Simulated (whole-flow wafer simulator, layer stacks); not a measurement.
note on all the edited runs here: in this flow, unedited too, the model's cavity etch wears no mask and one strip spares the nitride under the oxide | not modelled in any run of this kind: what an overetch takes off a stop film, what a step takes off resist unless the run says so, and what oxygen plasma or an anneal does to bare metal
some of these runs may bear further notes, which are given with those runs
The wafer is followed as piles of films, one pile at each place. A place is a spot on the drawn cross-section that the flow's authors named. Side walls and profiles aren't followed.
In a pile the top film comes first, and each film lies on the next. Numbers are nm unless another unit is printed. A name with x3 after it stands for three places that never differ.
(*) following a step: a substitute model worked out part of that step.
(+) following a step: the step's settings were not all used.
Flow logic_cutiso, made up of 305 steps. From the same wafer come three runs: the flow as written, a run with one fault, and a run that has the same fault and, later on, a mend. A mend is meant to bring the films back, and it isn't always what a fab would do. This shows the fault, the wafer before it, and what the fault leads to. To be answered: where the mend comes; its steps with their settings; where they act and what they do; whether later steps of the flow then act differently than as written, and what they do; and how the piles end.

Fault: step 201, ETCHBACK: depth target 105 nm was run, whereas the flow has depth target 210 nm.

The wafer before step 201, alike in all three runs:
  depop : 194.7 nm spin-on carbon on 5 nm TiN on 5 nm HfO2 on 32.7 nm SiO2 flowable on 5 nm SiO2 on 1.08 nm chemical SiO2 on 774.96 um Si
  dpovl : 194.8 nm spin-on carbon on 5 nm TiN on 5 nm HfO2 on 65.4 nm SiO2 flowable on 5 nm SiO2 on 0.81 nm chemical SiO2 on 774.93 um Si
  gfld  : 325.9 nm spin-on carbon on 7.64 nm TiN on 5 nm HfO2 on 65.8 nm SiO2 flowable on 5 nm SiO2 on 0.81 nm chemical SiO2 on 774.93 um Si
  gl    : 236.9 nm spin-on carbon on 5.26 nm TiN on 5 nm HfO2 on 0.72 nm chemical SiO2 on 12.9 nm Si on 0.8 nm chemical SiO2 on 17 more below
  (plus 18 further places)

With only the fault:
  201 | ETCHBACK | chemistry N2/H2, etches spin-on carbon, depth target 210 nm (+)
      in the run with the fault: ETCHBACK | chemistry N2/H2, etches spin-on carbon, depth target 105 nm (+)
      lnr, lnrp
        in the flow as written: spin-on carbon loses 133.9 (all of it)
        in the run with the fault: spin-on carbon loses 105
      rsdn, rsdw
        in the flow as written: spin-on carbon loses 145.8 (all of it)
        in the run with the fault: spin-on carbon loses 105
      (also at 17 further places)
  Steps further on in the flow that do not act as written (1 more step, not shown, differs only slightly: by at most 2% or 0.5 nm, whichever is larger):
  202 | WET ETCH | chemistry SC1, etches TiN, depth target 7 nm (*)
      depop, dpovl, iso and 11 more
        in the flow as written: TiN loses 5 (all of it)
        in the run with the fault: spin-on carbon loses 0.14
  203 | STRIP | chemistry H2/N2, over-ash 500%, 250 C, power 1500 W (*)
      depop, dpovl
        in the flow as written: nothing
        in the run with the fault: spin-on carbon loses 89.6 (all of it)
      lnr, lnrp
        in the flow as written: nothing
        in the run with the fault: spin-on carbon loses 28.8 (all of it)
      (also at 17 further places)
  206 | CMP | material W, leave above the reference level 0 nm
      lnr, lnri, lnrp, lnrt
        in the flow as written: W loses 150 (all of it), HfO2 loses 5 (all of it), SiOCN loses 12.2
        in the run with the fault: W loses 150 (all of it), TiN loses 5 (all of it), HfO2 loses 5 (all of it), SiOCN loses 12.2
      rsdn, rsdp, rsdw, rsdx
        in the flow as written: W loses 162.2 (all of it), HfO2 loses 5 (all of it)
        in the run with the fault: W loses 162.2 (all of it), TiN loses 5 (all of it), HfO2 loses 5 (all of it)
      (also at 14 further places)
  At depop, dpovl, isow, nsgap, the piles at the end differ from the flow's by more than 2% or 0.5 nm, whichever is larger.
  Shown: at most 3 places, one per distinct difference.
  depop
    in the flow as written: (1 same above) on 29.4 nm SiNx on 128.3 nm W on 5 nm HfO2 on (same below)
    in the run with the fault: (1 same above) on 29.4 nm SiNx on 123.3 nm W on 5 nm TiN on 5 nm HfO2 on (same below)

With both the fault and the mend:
  The mend follows step 201.
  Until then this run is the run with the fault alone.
  201a | ETCHBACK | chemistry N2/H2, etches spin-on carbon, depth target 105 nm (+) (a further turn of the flow's step 201, with different settings)
      gfld, gl, glp, gxf, gxn, gxp, tap
        spin-on carbon loses 105
      lnr, lnrp
        spin-on carbon loses 28.9 (all of it)
      rsdn, rsdw
        spin-on carbon loses 40.8 (all of it)
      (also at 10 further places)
  None of the later steps of the flow acts differently than as written at any place that is followed.
  At every place that both follow, the piles at the end match the flow's.
